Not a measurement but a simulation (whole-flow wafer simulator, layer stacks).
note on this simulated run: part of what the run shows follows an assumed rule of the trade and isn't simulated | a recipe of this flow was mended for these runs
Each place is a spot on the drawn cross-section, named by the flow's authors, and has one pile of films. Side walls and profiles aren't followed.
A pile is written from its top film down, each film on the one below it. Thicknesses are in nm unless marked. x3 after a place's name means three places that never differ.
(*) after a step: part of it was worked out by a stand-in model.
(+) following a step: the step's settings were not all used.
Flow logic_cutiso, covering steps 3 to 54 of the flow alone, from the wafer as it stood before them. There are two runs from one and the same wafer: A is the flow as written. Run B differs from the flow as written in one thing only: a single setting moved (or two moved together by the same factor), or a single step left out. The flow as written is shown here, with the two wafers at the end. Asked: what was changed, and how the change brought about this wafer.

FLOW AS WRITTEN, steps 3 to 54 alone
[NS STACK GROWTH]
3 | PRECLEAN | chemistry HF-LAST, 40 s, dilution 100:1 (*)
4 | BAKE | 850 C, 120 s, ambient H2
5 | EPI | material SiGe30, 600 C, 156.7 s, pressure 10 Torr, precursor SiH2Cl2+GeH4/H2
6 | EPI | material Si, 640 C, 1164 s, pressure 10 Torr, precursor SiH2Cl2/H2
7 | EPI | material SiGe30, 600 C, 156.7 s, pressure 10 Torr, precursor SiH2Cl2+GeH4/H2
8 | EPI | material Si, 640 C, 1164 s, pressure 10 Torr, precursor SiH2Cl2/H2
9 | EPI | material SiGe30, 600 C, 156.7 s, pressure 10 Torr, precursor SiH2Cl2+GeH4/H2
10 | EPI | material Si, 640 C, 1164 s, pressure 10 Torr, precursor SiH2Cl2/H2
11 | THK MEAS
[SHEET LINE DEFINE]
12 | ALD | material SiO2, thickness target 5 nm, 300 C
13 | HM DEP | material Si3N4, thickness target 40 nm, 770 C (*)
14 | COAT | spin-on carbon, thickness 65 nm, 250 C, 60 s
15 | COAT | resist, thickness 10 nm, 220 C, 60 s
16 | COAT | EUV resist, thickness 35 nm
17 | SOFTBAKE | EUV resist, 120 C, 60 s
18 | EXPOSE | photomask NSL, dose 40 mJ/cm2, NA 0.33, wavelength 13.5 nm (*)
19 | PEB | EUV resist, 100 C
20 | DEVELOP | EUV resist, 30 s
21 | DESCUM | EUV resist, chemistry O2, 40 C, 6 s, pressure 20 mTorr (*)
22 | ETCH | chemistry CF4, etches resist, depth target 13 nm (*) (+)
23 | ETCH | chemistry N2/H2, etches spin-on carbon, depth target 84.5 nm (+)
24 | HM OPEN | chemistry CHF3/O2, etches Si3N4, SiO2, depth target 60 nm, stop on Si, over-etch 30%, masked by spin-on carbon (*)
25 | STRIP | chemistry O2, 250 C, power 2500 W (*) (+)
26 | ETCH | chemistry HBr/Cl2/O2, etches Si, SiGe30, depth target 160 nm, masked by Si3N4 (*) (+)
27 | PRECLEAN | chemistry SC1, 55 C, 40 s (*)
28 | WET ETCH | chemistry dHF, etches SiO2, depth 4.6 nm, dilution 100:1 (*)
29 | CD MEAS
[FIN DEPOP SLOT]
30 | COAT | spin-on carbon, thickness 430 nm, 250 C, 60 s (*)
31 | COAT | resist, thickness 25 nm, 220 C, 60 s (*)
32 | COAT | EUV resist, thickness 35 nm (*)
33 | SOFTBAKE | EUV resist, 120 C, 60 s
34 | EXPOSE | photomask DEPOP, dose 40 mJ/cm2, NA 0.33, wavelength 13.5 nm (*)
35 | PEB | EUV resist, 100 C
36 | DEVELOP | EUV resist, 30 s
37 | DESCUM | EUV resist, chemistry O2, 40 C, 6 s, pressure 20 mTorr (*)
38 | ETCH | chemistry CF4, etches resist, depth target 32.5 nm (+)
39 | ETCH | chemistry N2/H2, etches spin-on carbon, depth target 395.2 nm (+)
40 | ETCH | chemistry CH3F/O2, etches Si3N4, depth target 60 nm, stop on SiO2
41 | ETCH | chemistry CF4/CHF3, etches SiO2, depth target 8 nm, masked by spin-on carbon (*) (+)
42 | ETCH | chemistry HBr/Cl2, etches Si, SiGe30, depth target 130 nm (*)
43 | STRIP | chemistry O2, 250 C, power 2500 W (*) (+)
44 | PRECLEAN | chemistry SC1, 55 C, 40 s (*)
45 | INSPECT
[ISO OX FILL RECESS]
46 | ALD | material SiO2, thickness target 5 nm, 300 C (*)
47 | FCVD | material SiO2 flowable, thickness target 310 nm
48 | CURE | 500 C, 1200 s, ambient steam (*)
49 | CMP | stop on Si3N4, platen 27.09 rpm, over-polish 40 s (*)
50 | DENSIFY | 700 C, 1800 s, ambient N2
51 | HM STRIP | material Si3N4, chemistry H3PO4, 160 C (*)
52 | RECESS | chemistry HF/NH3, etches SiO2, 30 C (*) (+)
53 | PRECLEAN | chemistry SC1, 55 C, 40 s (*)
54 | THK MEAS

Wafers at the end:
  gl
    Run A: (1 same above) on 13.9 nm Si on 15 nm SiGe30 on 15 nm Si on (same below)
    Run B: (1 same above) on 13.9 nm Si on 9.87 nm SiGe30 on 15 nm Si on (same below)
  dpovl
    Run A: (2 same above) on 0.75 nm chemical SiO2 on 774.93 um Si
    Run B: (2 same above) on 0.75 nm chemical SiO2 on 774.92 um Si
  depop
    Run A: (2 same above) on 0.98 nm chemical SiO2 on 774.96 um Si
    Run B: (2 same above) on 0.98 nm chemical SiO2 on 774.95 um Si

What caused this: step 9, EPI: 577 C was run, whereas the flow has 600 C.

How this came from the change, step by step:
  9 | EPI | material SiGe30, 600 C, 156.7 s, pressure 10 Torr, precursor SiH2Cl2+GeH4/H2
      depop, dpovl, gfld and 19 more: A +15 SiGe30 (new film) | B +9.87 SiGe30 (new film)
  26 | ETCH | chemistry HBr/Cl2/O2, etches Si, SiGe30, depth target 160 nm, masked by Si3N4 (*) (+)
      dpovl, gfld, gxf, iso, isow, lnri, nsgap: A -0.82 chemical SiO2 (all of it), -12 Si (all of it), -15 SiGe30 (all of it), -15 Si (all of it), -15 SiGe30 (all of it), -15 Si (all of it), -15 SiGe30 (all of it), -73 Si | B -0.82 chemical SiO2 (all of it), -12 Si (all of it), -9.87 SiGe30 (all of it), -15 Si (all of it), -15 SiGe30 (all of it), -15 Si (all of it), -15 SiGe30 (all of it), -78.1 Si
  42 | ETCH | chemistry HBr/Cl2, etches Si, SiGe30, depth target 130 nm (*)
      depop: A -13.8 Si (all of it), -15 SiGe30 (all of it), -15 Si (all of it), -15 SiGe30 (all of it), -15 Si (all of it), -15 SiGe30 (all of it), -41.2 Si | B -13.8 Si (all of it), -9.87 SiGe30 (all of it), -15 Si (all of it), -15 SiGe30 (all of it), -15 Si (all of it), -15 SiGe30 (all of it), -46.4 Si
